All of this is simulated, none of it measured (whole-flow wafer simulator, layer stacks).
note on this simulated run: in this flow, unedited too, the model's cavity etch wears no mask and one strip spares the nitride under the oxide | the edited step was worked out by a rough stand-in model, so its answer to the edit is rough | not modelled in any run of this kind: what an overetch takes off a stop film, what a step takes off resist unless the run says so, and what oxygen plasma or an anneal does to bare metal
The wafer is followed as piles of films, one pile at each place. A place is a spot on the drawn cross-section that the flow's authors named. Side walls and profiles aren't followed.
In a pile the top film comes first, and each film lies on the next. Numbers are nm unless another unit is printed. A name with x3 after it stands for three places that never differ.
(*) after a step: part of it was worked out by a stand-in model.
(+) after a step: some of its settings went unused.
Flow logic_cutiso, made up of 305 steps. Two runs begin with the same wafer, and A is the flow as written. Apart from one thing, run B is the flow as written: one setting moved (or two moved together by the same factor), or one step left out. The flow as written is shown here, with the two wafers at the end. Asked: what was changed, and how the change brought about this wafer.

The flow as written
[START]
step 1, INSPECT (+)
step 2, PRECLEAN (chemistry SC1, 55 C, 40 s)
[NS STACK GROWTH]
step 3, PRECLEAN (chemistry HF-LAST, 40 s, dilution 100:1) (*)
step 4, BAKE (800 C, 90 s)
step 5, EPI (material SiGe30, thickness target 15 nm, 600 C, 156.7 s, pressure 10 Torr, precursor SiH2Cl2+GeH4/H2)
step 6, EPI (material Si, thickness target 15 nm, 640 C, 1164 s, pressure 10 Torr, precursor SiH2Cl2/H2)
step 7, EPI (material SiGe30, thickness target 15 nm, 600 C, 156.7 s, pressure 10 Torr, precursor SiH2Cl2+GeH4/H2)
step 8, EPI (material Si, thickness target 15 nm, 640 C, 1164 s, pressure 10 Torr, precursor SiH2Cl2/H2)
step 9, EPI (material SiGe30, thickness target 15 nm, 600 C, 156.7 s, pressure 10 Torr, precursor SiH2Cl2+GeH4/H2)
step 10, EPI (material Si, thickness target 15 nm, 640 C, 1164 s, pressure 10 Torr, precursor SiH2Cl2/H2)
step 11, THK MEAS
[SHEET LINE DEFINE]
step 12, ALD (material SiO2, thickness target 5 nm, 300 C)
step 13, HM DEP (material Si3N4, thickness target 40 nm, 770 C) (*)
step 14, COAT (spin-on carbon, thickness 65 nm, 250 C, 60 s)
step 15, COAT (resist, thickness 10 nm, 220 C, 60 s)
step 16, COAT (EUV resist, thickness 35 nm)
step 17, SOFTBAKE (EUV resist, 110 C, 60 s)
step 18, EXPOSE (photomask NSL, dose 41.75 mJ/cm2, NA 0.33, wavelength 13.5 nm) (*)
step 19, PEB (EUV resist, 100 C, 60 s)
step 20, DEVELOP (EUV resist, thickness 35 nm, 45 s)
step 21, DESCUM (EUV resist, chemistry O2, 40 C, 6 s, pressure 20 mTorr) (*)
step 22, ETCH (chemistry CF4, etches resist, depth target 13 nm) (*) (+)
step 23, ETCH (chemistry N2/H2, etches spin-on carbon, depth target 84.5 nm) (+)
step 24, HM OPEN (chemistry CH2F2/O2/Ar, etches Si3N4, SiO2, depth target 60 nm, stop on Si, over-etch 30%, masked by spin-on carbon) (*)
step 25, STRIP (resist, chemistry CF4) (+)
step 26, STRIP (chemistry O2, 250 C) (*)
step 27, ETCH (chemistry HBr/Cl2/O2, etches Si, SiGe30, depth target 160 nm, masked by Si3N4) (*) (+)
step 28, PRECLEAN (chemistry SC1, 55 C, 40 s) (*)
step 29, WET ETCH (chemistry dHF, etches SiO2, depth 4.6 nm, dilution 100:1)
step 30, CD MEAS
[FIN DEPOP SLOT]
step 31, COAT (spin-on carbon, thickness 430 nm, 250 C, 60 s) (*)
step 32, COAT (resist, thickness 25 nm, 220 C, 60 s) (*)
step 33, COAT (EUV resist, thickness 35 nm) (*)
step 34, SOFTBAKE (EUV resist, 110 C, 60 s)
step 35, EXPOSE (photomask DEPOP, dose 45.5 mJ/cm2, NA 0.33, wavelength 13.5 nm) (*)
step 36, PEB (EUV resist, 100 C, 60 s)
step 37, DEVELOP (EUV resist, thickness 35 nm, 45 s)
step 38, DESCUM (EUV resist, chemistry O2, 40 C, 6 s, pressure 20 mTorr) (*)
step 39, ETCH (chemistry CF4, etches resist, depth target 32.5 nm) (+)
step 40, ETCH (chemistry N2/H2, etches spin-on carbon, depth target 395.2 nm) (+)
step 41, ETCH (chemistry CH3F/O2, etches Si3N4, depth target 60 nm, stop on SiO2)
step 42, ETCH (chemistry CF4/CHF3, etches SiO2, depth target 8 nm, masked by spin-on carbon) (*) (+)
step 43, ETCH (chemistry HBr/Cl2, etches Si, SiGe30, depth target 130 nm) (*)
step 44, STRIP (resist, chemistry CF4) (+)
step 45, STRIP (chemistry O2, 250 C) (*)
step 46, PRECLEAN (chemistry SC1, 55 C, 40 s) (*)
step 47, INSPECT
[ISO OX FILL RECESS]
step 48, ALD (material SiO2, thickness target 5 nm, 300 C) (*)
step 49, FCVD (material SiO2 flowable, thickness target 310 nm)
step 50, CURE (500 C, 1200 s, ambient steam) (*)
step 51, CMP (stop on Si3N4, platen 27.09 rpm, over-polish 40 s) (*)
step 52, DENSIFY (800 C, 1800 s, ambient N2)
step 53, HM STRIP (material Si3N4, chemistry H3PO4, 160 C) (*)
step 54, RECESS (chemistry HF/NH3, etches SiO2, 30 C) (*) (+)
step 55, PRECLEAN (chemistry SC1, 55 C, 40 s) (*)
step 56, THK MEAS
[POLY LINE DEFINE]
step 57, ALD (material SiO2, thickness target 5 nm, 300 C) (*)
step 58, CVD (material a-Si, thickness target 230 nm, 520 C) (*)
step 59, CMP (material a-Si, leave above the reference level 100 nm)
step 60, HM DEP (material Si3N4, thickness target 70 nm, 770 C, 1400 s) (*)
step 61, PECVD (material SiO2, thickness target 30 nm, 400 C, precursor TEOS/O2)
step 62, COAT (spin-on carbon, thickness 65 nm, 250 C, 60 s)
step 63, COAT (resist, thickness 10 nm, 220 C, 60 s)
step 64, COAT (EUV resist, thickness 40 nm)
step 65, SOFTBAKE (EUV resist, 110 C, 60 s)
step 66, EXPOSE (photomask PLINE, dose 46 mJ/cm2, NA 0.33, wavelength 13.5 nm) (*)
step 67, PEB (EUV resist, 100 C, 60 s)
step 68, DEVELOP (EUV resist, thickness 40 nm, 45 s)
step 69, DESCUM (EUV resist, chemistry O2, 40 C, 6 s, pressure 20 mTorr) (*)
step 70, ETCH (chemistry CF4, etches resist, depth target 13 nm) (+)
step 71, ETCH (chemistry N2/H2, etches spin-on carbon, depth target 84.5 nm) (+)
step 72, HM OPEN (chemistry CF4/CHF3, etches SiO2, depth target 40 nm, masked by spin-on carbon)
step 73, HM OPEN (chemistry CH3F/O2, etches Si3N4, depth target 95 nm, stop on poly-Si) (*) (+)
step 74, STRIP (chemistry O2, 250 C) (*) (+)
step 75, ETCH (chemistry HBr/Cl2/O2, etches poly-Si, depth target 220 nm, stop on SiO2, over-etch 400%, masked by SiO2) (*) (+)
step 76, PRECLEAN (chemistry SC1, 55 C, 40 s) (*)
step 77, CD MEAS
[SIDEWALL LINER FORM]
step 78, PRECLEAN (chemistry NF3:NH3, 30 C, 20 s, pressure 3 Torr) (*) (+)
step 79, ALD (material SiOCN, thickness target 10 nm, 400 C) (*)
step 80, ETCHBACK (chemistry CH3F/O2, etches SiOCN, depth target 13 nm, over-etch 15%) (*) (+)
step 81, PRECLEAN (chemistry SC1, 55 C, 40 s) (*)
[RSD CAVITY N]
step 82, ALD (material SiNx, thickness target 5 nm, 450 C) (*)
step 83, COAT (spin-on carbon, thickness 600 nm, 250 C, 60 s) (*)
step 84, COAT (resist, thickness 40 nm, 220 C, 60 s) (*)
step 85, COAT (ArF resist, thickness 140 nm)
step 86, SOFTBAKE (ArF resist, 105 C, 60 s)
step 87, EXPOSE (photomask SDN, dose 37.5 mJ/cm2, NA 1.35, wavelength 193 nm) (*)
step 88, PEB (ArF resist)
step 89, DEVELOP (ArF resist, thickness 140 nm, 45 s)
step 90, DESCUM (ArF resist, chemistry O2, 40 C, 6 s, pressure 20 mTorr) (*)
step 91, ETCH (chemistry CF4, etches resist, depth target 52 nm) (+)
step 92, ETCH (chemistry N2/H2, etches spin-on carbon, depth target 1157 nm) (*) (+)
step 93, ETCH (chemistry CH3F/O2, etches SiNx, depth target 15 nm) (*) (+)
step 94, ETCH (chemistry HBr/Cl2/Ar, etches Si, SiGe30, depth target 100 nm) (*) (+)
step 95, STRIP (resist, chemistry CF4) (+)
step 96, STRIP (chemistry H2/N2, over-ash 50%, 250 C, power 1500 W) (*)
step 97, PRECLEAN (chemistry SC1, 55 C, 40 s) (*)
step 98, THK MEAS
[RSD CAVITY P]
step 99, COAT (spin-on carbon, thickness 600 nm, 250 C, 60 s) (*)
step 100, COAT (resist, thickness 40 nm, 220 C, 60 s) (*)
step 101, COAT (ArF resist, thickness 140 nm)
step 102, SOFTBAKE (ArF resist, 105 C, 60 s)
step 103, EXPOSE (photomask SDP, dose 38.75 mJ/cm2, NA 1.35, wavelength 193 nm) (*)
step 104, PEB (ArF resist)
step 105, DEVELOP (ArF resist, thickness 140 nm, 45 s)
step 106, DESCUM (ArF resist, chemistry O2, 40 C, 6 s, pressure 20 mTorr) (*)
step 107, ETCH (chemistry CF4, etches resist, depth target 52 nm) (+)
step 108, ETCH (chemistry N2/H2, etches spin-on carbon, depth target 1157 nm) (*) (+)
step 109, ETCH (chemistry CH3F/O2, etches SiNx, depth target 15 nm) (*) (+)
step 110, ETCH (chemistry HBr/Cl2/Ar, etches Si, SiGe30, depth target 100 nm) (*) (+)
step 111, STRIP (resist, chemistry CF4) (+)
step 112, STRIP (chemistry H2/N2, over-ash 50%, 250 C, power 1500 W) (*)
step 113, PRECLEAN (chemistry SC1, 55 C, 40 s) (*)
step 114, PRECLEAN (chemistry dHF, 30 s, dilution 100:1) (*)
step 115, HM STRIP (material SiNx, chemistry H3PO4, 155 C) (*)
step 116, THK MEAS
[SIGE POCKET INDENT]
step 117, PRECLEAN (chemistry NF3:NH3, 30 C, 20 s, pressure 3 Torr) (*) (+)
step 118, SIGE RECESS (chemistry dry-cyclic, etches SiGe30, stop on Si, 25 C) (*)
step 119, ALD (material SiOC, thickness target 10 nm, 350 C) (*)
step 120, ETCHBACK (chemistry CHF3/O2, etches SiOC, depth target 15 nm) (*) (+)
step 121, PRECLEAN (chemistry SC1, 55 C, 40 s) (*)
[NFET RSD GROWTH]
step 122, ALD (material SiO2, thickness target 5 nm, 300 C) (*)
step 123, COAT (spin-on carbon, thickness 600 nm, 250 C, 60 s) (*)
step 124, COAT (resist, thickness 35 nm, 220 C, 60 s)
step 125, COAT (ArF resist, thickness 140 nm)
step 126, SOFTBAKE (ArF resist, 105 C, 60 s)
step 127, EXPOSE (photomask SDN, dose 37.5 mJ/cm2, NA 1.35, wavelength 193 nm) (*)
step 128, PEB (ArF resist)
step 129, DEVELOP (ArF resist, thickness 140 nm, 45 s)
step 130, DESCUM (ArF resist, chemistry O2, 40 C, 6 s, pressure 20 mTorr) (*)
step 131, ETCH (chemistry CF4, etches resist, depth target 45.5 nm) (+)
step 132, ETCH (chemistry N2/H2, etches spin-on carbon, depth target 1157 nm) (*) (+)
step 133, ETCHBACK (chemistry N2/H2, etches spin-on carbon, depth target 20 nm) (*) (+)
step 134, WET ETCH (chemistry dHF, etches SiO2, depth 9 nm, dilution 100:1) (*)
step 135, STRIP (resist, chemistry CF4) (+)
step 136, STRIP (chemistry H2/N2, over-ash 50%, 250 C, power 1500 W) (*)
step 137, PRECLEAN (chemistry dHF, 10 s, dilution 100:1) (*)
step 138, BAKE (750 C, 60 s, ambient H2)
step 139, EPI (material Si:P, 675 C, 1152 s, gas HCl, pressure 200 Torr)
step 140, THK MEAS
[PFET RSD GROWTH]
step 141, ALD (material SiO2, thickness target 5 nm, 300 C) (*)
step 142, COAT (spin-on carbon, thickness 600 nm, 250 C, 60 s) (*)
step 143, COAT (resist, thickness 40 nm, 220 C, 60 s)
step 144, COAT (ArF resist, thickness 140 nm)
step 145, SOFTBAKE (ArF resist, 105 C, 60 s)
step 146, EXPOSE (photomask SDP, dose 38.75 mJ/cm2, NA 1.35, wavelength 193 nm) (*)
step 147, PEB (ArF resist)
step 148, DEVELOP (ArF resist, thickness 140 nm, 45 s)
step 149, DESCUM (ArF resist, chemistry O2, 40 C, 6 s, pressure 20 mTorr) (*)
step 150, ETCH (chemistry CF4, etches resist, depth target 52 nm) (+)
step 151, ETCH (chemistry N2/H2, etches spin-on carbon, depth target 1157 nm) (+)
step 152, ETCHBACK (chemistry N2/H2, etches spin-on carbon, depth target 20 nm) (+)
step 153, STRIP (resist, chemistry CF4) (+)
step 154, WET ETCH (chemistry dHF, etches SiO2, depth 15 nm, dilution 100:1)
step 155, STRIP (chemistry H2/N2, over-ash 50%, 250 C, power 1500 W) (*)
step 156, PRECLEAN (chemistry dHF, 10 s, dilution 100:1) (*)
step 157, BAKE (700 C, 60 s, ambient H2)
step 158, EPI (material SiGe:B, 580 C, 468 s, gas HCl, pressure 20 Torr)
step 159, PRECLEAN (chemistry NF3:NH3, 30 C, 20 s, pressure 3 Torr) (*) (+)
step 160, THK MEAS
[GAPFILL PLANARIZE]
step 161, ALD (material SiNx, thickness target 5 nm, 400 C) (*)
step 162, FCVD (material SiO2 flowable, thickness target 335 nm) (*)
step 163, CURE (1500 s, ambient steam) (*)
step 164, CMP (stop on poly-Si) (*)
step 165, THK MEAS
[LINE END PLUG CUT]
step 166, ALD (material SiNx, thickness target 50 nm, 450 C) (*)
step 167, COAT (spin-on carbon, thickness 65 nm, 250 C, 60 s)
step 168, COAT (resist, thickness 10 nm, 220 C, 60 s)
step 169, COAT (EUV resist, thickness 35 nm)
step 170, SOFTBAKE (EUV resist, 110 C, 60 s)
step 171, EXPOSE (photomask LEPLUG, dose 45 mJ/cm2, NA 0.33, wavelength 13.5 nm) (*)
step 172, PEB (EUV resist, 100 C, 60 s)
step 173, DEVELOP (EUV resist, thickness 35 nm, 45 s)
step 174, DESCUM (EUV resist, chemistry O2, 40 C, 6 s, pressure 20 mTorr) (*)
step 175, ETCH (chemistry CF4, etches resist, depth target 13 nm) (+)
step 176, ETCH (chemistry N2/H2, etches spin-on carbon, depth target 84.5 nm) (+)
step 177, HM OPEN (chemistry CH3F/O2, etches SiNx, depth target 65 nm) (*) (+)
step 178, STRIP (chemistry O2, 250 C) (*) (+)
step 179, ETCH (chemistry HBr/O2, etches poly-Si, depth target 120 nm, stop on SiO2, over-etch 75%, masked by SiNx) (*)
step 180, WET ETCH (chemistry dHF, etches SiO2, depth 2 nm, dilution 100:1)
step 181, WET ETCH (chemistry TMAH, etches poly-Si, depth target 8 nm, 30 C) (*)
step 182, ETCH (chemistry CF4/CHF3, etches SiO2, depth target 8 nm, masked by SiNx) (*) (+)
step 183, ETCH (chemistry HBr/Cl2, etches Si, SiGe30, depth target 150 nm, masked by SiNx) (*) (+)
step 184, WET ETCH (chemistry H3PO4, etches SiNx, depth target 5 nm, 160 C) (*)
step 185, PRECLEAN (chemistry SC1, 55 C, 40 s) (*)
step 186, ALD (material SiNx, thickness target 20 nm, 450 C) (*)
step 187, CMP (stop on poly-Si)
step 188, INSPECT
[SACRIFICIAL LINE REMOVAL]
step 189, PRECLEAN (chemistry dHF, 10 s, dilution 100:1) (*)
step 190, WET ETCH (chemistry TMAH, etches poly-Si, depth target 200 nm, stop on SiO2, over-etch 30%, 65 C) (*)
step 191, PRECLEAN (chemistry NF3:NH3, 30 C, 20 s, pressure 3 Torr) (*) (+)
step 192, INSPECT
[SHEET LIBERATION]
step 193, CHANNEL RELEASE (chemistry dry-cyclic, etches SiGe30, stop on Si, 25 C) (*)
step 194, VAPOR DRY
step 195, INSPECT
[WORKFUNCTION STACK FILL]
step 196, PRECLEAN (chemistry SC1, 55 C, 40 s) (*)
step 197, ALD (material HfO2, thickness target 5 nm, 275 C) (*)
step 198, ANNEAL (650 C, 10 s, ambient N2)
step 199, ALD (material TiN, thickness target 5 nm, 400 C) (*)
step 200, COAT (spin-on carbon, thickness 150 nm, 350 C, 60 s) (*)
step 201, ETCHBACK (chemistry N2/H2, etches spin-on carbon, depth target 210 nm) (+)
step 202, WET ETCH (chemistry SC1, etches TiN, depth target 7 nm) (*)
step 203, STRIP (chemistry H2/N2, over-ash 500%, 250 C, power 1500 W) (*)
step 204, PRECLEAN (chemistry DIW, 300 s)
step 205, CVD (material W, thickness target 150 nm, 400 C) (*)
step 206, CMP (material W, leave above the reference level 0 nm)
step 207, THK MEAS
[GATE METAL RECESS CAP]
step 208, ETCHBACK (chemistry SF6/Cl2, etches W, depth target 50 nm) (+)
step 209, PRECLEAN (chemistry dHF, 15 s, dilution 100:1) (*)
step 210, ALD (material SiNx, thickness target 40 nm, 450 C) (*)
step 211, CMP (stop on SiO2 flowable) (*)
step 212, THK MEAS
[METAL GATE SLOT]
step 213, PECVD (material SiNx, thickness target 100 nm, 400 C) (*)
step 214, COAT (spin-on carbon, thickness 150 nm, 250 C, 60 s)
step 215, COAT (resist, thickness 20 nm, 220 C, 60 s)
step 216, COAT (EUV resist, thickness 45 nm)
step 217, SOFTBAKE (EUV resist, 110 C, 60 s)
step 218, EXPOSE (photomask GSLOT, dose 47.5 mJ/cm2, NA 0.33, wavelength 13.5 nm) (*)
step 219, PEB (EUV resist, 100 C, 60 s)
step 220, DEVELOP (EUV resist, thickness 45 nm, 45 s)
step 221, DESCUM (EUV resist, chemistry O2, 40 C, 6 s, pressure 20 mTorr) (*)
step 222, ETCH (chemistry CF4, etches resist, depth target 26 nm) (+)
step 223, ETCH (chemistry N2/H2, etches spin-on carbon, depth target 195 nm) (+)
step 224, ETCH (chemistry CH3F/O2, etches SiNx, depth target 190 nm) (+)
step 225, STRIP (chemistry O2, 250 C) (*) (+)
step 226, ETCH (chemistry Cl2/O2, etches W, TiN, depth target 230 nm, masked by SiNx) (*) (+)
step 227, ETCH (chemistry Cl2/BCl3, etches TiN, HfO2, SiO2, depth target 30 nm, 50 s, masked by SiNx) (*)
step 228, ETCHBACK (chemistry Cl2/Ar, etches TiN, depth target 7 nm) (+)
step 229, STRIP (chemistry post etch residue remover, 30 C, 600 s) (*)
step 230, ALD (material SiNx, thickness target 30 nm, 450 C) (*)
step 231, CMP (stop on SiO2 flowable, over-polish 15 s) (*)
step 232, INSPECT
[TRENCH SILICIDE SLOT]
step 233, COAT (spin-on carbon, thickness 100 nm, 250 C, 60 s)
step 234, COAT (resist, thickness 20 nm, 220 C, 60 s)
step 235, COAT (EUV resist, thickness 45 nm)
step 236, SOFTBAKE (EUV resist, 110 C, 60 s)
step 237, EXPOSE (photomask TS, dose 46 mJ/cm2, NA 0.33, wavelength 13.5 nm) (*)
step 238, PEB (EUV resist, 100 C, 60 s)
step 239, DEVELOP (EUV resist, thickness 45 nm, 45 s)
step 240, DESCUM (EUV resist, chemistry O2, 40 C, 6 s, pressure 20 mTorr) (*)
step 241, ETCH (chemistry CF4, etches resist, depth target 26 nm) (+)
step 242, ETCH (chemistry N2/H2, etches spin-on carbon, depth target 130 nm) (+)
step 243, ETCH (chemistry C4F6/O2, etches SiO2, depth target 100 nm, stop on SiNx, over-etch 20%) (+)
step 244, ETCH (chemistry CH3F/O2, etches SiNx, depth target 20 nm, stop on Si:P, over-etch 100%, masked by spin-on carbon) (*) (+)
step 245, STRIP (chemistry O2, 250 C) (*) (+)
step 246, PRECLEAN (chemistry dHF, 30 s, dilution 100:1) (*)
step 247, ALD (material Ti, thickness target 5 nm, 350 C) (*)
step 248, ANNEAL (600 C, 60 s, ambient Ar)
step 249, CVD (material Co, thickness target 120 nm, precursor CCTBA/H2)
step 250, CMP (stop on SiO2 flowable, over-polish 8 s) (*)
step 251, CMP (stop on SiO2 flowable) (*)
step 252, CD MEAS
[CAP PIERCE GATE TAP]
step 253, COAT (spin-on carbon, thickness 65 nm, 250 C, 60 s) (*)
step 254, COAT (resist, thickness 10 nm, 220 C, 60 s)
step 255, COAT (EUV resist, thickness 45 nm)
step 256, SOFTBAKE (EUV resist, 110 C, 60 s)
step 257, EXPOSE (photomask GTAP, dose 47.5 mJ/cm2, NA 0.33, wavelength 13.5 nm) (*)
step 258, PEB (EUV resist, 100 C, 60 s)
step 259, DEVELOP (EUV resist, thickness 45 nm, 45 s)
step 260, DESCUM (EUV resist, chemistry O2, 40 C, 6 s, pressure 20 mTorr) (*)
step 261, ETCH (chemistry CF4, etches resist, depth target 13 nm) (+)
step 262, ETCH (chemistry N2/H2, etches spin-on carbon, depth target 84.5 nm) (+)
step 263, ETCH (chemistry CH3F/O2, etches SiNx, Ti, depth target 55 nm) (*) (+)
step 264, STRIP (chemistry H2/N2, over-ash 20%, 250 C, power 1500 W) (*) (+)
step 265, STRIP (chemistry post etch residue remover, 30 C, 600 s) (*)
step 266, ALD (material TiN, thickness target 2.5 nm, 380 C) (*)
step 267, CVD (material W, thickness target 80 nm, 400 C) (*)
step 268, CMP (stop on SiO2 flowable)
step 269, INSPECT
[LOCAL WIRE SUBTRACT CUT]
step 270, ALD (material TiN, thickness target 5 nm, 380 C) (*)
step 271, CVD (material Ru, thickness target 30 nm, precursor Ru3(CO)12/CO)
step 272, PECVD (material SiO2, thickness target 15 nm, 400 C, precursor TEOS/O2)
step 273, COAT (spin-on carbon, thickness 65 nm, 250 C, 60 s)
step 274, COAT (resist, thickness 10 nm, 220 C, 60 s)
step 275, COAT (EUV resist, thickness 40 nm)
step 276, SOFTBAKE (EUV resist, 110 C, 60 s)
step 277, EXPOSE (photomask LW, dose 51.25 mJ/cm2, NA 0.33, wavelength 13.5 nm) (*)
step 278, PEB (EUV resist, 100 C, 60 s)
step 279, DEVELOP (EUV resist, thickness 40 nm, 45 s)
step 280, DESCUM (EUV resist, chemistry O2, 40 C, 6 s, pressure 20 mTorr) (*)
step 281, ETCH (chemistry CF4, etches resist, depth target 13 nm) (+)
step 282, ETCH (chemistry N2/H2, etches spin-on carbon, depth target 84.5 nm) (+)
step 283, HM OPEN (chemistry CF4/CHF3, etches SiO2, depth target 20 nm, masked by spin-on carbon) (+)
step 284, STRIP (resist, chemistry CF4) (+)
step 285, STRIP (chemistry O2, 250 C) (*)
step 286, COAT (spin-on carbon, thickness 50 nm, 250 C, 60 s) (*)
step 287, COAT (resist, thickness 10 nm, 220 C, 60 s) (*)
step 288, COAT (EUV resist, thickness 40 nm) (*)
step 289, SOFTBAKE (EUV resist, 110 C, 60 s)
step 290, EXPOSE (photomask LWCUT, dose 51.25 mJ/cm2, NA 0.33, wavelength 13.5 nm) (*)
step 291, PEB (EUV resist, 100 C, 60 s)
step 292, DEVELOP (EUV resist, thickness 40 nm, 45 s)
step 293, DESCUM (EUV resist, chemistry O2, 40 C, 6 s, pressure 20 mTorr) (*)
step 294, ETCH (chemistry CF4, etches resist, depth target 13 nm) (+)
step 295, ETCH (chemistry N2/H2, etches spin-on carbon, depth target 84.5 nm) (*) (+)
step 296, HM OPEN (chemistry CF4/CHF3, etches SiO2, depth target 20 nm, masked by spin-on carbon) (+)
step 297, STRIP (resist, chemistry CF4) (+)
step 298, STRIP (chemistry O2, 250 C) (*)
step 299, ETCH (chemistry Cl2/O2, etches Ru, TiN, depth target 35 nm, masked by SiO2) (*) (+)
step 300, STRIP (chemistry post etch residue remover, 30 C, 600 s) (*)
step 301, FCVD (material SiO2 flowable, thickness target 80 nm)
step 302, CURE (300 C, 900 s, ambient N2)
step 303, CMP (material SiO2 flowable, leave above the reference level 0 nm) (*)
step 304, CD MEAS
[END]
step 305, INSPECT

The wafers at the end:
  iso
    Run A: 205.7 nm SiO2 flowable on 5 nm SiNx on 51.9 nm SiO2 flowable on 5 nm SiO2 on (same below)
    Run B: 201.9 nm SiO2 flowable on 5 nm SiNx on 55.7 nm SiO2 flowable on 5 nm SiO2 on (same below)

The reason: step 119, ALD: thickness target 13.8 nm was run, while the flow as written has thickness target 10 nm.

How this came from the change, step by step:
  step 119, ALD (material SiOC, thickness target 10 nm, 350 C) (*)
      depop, dpovl, gfld and 14 more: A SiOC gains 10 (new film) | B SiOC gains 13.8 (new film)
      lnr, lnrp, lnrt: A SiOC gains 10 (new film), SiOC gains 16 (new film), cavity loses 16 (all of it), SiOC gains 16 (new film), cavity loses 16 (all of it), SiOC gains 16 (new film), cavity loses 16 (all of it) | B SiOC gains 13.8 (new film), SiOC gains 16 (new film), cavity loses 16 (all of it), SiOC gains 16 (new film), cavity loses 16 (all of it), SiOC gains 16 (new film), cavity loses 16 (all of it)
      (and at 2 other places as well)
  step 120, ETCHBACK (chemistry CHF3/O2, etches SiOC, depth target 15 nm) (*) (+)
      gl, tap: A SiOC loses 10 (all of it), SiO2 loses 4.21 (all of it), Si3N4 loses 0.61 | B SiOC loses 13.8 (all of it), SiO2 loses 1.2
      glp: A SiOC loses 10 (all of it), SiO2 loses 4.25 (all of it), Si3N4 loses 0.58 | B SiOC loses 13.8 (all of it), SiO2 loses 1.2
      (and at 19 other places as well)
  step 122, ALD (material SiO2, thickness target 5 nm, 300 C) (*)
      gl, glp, tap: A SiO2 gains 5 (new film) | B SiO2 gains 5
      gxn: A SiO2 gains 6.76 (new film) | B SiO2 gains 5
      (and at 1 other place as well)
  step 132, ETCH (chemistry N2/H2, etches spin-on carbon, depth target 1157 nm) (*) (+)
      gl, tap: A spin-on carbon loses 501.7 (all of it), SiO2 loses 5 (all of it), Si3N4 loses 0.5 | B spin-on carbon loses 499.9 (all of it), SiO2 loses 6.09
  step 133, ETCHBACK (chemistry N2/H2, etches spin-on carbon, depth target 20 nm) (*) (+)
      gl, tap: A Si3N4 loses 0.56 | B SiO2 loses 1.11
      gxn: A SiO2 loses 0.7 (all of it), Si3N4 loses 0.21 | B SiO2 loses 1.11
  step 134, WET ETCH (chemistry dHF, etches SiO2, depth 9 nm, dilution 100:1) (*)
      gl, tap: A Si3N4 loses 0.34 | B SiO2 loses 0.77 (all of it), Si3N4 loses 0.24
      gxn: A Si3N4 loses 0.34 | B SiO2 loses 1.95 (all of it), Si3N4 loses 0.21
  step 141, ALD (material SiO2, thickness target 5 nm, 300 C) (*)
      gxn: A SiO2 gains 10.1 (new film) | B SiO2 gains 11.5 (new film)
  step 153, STRIP (resist, chemistry CF4) (+)
      gxp: A SiO2 loses 3.06 (all of it) | B SiO2 loses 5.33
      glp: A SiO2 loses 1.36 (all of it) | B SiO2 loses 4.29 (all of it)
  step 161, ALD (material SiNx, thickness target 5 nm, 400 C) (*)
      gxp: A SiNx gains 5 (new film) | B SiNx gains 5.65 (new film)
  step 164, CMP (stop on poly-Si) (*)
      depop, dpovl, isow, ns, nsgap: A SiO2 flowable loses 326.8 (all of it), SiNx loses 5 (all of it), SiO2 loses 4.13 (all of it), Si3N4 loses 70 (all of it) | B SiO2 flowable loses 326.8 (all of it), SiNx loses 5 (all of it), SiO2 loses 7.93 (all of it), Si3N4 loses 70 (all of it)
      gxf, plug: A SiO2 flowable loses 251.9 (all of it), SiNx loses 5 (all of it), SiO2 loses 4.13 (all of it), Si3N4 loses 70 (all of it) | B SiO2 flowable loses 250.1 (all of it), SiNx loses 5 (all of it), SiO2 loses 7.93 (all of it), Si3N4 loses 70 (all of it)
      (and at 9 other places as well)
